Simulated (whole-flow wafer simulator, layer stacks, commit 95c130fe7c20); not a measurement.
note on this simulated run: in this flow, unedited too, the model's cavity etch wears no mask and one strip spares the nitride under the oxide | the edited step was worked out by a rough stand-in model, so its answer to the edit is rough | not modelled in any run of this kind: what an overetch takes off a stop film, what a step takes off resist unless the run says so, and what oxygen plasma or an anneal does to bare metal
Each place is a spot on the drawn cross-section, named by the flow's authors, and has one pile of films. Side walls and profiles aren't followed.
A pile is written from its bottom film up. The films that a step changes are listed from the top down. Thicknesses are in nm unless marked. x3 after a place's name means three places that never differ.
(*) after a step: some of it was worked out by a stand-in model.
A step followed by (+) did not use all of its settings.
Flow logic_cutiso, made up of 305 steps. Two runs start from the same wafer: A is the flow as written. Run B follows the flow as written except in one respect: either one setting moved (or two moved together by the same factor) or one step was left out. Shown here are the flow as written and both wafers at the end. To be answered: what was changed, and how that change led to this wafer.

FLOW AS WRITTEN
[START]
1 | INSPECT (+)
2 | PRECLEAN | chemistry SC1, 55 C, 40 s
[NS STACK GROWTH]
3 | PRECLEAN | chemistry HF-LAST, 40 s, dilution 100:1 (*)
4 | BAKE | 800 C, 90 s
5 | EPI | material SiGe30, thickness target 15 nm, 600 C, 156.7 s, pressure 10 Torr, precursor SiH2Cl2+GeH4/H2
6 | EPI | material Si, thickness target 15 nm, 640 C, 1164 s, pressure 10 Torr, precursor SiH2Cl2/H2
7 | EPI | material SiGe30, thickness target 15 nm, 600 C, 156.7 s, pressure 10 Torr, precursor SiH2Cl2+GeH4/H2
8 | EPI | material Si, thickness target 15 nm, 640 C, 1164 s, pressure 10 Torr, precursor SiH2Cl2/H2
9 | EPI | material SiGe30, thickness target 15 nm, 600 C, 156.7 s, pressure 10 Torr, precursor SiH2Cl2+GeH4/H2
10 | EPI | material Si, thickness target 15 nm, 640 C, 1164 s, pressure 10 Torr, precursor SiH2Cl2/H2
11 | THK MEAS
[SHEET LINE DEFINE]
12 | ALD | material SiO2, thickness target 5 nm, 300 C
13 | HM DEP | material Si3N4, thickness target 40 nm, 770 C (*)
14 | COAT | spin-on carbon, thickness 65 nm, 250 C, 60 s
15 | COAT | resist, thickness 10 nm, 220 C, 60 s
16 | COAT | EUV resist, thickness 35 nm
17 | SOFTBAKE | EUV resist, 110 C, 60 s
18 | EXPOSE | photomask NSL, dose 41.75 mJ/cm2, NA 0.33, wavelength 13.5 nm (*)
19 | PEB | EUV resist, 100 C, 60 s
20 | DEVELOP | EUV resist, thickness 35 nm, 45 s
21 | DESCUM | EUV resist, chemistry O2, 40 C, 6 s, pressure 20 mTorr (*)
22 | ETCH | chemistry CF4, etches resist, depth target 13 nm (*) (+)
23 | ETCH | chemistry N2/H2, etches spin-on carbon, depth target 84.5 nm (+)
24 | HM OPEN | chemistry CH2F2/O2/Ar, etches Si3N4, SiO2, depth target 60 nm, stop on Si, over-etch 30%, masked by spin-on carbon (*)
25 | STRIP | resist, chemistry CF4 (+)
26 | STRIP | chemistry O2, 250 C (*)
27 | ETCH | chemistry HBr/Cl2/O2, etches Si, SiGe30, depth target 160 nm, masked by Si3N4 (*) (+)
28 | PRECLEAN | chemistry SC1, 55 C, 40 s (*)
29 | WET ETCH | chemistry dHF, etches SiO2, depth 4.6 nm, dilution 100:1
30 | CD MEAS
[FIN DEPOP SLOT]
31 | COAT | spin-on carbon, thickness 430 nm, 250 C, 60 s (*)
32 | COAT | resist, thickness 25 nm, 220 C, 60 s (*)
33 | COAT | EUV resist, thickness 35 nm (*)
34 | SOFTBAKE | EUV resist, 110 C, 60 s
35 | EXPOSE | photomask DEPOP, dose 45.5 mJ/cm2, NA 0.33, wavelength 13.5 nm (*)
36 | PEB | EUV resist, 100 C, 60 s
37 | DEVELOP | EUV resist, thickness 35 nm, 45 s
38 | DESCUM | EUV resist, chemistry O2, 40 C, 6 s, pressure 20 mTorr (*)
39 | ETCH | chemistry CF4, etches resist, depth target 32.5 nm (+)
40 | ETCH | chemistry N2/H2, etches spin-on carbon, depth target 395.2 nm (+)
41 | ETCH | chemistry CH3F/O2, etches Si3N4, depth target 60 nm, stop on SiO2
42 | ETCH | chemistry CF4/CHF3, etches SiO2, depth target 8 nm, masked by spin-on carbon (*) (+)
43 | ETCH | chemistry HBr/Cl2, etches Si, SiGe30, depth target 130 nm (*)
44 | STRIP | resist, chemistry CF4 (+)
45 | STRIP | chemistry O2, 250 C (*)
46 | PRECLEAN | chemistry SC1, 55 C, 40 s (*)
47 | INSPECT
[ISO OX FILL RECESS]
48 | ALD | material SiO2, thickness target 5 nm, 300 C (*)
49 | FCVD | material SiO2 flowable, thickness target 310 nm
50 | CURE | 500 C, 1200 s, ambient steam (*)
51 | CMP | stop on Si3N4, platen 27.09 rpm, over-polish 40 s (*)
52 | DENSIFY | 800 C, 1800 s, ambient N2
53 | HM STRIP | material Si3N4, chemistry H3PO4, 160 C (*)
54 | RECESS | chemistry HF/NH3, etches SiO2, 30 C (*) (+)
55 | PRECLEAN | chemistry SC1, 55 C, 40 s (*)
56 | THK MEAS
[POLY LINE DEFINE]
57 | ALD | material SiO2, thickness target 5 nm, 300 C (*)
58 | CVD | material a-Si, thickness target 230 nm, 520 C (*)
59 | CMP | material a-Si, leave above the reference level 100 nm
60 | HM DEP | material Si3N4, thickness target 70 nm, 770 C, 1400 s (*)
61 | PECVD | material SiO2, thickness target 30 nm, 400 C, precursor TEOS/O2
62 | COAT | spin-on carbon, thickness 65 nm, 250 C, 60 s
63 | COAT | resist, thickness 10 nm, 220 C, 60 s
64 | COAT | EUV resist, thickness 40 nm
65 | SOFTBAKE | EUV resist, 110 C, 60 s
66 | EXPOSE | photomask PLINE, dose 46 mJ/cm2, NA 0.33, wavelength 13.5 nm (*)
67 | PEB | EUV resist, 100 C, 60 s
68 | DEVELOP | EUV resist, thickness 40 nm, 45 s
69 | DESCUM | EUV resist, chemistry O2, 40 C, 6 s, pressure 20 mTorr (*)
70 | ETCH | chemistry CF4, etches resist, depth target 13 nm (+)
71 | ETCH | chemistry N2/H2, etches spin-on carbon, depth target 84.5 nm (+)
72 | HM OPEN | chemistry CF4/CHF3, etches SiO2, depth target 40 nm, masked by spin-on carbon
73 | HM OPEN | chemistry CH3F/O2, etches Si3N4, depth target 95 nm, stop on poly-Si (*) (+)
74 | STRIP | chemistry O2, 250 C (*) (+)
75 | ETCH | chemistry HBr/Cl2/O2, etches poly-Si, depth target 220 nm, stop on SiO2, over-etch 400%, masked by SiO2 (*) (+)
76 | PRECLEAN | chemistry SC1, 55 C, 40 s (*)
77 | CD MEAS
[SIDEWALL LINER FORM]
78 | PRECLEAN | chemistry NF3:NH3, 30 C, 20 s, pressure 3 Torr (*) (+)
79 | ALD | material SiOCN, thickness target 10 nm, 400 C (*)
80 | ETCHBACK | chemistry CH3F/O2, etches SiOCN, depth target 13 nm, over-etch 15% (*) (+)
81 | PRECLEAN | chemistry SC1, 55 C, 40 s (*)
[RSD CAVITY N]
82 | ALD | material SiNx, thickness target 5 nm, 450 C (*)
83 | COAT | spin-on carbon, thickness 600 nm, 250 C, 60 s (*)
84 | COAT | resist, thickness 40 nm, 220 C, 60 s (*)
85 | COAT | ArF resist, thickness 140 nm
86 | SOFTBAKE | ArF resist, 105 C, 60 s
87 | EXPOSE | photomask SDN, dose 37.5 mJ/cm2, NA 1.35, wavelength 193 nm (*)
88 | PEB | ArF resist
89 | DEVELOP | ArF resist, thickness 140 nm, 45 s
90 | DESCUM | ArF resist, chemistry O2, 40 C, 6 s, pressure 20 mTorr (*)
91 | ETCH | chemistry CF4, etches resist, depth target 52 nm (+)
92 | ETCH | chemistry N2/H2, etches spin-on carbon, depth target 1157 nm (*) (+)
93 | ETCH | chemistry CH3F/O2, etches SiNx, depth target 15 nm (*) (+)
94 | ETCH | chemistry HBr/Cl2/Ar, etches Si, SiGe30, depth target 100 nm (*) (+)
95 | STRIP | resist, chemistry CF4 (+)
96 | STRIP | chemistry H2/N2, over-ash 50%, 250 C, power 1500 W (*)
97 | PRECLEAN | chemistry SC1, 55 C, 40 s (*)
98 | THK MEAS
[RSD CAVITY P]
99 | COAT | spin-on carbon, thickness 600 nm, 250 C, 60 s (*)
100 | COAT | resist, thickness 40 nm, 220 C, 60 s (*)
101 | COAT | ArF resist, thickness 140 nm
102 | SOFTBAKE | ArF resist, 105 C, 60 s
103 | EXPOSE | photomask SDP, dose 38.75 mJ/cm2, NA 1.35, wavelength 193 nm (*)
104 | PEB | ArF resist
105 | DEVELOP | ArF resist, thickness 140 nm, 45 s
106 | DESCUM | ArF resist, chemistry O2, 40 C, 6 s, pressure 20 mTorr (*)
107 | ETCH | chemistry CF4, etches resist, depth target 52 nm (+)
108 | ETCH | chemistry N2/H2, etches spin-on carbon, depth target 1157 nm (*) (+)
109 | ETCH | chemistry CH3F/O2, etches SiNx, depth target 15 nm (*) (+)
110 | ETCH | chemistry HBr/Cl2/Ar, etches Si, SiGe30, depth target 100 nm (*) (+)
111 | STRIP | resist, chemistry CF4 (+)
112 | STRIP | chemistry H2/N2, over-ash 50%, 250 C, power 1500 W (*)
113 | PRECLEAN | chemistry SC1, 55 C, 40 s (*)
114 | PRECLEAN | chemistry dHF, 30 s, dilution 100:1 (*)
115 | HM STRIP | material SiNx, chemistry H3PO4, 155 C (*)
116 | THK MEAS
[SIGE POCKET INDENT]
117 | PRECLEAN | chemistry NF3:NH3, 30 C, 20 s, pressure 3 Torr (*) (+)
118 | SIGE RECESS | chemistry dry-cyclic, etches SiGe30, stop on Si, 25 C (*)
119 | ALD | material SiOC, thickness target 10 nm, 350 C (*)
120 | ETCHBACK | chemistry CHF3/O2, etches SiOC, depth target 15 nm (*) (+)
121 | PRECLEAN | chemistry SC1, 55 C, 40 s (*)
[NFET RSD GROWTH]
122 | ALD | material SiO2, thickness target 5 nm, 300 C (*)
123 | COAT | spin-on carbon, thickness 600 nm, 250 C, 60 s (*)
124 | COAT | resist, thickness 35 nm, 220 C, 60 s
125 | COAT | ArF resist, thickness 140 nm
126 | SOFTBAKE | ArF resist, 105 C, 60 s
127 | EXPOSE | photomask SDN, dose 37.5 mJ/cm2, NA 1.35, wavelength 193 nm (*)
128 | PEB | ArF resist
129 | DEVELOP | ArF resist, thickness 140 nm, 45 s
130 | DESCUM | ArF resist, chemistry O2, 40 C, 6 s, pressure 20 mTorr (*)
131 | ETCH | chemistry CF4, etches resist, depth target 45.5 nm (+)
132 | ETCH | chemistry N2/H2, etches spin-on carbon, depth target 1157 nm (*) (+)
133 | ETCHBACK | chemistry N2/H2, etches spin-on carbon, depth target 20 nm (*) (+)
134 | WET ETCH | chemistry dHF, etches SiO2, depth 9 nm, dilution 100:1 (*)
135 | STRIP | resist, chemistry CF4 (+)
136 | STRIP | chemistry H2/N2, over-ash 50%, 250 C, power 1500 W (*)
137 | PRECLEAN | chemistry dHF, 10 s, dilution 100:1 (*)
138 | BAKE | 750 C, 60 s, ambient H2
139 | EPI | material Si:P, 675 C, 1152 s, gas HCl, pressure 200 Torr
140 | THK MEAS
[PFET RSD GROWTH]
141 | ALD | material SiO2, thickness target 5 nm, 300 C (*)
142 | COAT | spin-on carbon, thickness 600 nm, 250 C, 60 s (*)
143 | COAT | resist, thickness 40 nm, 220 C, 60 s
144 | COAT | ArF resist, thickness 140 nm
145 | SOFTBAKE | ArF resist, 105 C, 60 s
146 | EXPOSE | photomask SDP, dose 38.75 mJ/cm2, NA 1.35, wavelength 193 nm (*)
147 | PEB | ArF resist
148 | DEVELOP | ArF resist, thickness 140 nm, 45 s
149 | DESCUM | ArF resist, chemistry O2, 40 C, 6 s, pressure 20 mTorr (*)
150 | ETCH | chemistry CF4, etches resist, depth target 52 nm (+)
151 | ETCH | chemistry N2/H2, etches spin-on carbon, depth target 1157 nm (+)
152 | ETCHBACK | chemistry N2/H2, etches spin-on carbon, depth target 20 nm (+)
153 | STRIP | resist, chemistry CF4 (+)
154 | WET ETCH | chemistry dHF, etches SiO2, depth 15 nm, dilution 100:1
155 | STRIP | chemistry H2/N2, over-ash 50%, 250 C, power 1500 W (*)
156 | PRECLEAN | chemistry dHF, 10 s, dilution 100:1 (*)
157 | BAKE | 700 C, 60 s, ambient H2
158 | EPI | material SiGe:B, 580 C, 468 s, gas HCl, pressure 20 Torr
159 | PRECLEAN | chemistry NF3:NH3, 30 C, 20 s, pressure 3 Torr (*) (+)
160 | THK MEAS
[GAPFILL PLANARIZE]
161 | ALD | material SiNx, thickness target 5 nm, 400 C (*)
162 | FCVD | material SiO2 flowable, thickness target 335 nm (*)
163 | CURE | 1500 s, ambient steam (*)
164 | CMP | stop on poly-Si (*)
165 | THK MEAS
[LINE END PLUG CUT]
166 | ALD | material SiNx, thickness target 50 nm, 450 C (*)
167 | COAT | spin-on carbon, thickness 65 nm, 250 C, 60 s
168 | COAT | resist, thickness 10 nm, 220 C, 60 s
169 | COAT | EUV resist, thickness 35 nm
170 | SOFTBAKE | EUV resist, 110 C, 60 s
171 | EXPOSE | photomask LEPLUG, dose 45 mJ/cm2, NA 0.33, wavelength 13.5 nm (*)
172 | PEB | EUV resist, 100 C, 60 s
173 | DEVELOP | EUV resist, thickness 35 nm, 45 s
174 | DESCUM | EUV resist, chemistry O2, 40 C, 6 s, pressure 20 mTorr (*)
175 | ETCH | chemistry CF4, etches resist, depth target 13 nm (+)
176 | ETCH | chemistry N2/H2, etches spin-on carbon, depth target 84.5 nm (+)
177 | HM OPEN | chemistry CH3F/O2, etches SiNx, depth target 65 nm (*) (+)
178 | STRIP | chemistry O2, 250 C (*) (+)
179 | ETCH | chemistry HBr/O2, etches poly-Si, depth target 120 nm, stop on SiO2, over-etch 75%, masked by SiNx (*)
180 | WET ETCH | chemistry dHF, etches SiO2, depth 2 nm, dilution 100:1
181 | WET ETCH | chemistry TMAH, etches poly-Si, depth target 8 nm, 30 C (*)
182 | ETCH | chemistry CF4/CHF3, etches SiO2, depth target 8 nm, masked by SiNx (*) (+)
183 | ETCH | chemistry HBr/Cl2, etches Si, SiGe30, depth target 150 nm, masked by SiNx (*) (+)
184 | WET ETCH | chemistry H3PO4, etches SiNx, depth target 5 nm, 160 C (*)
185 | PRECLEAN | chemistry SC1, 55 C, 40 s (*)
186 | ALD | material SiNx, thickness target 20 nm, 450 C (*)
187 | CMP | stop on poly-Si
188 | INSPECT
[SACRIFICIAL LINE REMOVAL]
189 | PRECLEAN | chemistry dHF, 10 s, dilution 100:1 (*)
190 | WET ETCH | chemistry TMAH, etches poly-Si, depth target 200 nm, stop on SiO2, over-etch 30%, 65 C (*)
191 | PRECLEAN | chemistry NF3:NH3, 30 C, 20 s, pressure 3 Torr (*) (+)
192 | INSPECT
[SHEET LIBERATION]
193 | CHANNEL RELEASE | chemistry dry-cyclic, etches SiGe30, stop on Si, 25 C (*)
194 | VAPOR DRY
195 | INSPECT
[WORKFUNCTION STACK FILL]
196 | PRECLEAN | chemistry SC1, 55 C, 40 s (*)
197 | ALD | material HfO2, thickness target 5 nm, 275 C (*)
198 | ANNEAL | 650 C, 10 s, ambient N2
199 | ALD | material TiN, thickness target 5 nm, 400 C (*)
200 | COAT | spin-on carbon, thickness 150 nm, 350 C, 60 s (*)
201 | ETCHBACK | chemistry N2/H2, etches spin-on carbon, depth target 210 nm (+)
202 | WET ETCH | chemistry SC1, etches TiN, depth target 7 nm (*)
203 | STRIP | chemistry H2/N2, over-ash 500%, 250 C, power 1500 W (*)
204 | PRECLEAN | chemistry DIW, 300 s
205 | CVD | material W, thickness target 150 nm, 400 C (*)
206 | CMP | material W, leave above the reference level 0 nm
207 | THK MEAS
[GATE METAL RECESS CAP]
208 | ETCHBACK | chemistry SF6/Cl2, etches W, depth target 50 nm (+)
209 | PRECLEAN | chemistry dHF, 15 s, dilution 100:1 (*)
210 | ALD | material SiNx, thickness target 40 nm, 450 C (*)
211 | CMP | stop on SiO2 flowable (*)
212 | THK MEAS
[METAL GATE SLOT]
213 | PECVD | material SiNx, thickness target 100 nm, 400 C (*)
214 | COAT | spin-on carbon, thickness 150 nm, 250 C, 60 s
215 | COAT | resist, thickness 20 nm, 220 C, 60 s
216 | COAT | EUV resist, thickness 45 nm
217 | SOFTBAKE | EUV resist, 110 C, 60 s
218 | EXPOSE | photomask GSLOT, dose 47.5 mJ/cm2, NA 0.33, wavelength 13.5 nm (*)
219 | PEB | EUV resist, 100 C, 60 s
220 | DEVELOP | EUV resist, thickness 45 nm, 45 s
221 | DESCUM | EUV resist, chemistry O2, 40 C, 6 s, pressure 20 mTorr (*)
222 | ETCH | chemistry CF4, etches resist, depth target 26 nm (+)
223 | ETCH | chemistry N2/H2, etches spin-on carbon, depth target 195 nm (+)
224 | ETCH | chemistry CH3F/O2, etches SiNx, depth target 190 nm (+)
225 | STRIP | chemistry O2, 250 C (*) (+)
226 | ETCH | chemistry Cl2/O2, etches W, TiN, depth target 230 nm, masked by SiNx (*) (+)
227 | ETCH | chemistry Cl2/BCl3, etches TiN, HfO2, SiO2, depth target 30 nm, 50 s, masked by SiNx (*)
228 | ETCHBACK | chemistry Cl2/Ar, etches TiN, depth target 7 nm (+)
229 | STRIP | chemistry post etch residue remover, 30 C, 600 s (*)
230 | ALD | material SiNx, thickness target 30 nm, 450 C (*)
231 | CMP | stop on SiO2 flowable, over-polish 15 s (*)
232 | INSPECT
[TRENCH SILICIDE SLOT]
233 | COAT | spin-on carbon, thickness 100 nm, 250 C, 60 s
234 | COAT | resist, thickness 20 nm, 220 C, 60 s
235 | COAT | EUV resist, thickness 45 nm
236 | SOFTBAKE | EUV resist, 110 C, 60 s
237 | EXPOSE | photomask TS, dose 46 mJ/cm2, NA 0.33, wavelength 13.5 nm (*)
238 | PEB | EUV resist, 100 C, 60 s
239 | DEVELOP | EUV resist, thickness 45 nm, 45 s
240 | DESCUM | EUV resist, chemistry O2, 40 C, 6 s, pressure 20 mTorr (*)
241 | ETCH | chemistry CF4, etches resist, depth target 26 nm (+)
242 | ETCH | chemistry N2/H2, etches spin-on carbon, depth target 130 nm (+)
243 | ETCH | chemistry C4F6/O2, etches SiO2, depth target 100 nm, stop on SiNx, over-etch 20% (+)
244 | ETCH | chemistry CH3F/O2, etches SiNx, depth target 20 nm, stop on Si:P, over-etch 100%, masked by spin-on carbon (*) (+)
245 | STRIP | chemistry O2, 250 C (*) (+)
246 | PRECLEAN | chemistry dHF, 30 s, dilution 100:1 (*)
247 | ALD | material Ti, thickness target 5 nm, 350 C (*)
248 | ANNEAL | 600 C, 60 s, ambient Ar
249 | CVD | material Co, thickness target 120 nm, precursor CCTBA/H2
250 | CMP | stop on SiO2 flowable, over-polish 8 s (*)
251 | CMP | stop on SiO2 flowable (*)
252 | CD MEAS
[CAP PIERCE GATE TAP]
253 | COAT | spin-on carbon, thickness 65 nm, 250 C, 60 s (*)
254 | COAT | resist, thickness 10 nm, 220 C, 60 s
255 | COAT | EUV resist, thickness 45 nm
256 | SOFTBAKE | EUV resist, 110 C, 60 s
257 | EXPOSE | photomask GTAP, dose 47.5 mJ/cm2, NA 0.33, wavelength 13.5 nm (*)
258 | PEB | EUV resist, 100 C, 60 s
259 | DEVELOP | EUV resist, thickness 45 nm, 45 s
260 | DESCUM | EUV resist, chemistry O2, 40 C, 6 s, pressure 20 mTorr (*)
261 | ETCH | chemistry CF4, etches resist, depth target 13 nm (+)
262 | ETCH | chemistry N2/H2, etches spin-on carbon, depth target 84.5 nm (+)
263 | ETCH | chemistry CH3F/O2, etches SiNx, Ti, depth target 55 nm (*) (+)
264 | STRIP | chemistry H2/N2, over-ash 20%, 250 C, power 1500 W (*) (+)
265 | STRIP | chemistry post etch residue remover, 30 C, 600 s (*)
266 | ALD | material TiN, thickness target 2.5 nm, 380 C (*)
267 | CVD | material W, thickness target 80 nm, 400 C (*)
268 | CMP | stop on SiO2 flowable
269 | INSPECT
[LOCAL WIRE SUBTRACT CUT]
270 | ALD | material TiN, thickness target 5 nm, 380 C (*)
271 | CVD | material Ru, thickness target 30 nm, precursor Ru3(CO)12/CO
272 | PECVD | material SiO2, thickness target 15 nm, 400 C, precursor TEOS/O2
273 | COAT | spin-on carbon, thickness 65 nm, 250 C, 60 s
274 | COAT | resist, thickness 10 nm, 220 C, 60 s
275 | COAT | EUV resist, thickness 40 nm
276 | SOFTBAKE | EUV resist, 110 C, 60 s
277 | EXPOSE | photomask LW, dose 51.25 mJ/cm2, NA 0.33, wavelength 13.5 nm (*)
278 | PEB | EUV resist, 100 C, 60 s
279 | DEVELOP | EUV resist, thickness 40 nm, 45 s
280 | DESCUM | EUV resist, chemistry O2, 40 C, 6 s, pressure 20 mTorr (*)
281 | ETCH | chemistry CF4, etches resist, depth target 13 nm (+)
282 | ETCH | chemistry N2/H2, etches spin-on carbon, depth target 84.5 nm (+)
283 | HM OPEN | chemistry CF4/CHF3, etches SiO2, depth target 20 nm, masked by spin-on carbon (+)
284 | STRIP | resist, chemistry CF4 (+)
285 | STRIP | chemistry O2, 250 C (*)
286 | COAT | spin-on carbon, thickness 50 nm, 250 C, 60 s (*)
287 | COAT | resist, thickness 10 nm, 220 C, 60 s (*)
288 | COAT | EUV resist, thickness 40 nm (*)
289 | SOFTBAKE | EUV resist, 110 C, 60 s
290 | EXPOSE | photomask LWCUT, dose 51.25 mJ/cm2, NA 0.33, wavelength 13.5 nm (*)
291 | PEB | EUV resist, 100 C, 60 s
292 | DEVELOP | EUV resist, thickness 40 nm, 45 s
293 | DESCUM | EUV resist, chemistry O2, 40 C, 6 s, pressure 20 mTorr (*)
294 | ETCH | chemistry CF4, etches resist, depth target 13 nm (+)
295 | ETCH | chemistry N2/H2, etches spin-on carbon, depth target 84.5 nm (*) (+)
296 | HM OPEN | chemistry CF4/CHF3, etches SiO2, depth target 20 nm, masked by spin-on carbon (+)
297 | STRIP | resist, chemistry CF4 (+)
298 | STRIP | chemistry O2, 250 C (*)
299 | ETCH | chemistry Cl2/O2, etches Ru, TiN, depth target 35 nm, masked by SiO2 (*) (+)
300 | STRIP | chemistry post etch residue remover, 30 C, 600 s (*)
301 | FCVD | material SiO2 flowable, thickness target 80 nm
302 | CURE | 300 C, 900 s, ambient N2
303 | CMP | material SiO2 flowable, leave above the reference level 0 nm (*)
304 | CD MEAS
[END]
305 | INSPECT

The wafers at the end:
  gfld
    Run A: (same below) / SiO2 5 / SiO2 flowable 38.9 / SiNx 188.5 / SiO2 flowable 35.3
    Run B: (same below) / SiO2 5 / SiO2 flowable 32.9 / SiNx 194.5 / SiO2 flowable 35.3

The reason: step 227, ETCH: depth target 36 nm was run, while the flow as written has depth target 30 nm.

The path from the change to this, step by step:
  227 | ETCH | chemistry Cl2/BCl3, etches TiN, HfO2, SiO2, depth target 30 nm, 50 s, masked by SiNx (*)
      gfld: A HfO2 loses 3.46 (all of it), SiO2 flowable loses 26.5 | B HfO2 loses 3.46 (all of it), SiO2 flowable loses 32.5
  230 | ALD | material SiNx, thickness target 30 nm, 450 C (*)
      gfld: A SiNx gains 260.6 (new film) | B SiNx gains 266.6 (new film)
